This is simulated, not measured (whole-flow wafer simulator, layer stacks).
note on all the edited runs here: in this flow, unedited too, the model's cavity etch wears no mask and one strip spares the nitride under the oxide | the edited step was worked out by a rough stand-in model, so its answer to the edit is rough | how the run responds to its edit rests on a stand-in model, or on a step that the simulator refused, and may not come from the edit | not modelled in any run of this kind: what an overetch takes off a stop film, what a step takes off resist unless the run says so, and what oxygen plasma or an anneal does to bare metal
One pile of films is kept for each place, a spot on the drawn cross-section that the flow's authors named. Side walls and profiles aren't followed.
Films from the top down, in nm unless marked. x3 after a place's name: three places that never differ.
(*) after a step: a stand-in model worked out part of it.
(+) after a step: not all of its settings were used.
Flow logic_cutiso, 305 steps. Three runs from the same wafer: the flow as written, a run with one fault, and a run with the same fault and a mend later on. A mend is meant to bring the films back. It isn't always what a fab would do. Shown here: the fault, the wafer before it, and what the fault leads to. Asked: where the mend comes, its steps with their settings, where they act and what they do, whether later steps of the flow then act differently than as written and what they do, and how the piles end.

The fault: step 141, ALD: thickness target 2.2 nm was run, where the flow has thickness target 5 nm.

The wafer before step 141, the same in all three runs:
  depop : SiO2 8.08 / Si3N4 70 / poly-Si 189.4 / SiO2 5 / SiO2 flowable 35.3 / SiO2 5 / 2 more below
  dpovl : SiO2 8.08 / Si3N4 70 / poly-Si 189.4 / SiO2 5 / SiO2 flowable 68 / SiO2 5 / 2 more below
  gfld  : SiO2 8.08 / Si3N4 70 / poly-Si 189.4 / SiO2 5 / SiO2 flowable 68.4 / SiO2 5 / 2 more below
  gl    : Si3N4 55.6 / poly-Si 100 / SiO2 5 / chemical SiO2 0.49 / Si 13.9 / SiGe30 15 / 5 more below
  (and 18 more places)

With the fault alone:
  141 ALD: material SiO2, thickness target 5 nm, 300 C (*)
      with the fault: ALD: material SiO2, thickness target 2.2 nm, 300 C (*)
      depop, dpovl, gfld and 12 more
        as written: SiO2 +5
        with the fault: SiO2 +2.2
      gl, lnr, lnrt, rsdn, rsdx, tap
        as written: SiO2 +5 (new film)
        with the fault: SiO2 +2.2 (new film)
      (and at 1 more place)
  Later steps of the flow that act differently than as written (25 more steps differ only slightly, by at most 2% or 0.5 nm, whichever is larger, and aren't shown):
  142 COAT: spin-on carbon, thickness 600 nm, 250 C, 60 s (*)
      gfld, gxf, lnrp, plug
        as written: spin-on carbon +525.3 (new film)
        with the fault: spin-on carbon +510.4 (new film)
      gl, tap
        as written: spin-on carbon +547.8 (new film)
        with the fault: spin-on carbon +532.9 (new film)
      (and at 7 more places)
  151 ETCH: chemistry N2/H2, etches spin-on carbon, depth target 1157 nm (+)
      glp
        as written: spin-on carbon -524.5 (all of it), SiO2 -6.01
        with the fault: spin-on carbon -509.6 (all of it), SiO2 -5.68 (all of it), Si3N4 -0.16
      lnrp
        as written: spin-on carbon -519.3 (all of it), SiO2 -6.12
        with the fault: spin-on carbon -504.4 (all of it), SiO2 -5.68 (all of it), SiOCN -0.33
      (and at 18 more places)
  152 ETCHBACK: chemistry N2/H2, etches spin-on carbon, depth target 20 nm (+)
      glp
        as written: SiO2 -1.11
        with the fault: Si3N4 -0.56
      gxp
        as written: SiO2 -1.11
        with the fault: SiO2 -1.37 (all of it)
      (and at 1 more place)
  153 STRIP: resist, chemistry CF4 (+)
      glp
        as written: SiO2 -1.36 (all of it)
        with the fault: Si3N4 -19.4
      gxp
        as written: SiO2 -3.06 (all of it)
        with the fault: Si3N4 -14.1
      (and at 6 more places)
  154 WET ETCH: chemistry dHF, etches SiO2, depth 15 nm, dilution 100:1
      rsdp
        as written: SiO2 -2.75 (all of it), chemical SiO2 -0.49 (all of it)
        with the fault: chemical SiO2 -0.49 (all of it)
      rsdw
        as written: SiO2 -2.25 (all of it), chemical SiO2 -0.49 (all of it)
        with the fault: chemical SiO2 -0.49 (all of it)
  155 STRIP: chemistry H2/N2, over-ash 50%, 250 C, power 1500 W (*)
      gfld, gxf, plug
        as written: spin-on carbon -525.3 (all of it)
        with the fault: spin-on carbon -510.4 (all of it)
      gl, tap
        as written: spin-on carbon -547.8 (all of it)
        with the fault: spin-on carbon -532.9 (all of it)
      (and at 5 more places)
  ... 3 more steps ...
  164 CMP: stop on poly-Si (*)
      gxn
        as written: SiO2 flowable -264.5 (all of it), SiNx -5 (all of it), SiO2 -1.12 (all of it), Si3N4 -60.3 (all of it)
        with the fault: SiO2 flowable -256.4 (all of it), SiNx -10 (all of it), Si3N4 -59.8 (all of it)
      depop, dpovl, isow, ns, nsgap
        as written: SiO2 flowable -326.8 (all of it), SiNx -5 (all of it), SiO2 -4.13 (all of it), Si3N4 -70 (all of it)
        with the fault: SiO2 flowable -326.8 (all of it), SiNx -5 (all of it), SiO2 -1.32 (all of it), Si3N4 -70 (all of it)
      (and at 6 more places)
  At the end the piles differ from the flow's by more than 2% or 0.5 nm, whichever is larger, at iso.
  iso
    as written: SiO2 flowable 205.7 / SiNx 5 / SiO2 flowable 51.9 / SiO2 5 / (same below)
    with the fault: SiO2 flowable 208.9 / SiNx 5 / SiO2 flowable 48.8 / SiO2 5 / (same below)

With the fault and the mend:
  The mend comes after step 141.
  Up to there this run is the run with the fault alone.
  141a ALD: material SiO2, thickness target 2.8 nm, 300 C (*) (the flow's step 141 once more, with other settings)
      depop, dpovl, gfld and 18 more
        SiO2 +2.8
      gxn
        SiO2 +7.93
  No later step of the flow acts differently than as written, at any place that is followed, by more than 2% or 0.5 nm, whichever is larger.
  At the end the piles are the same as the flow's at every place that both follow.
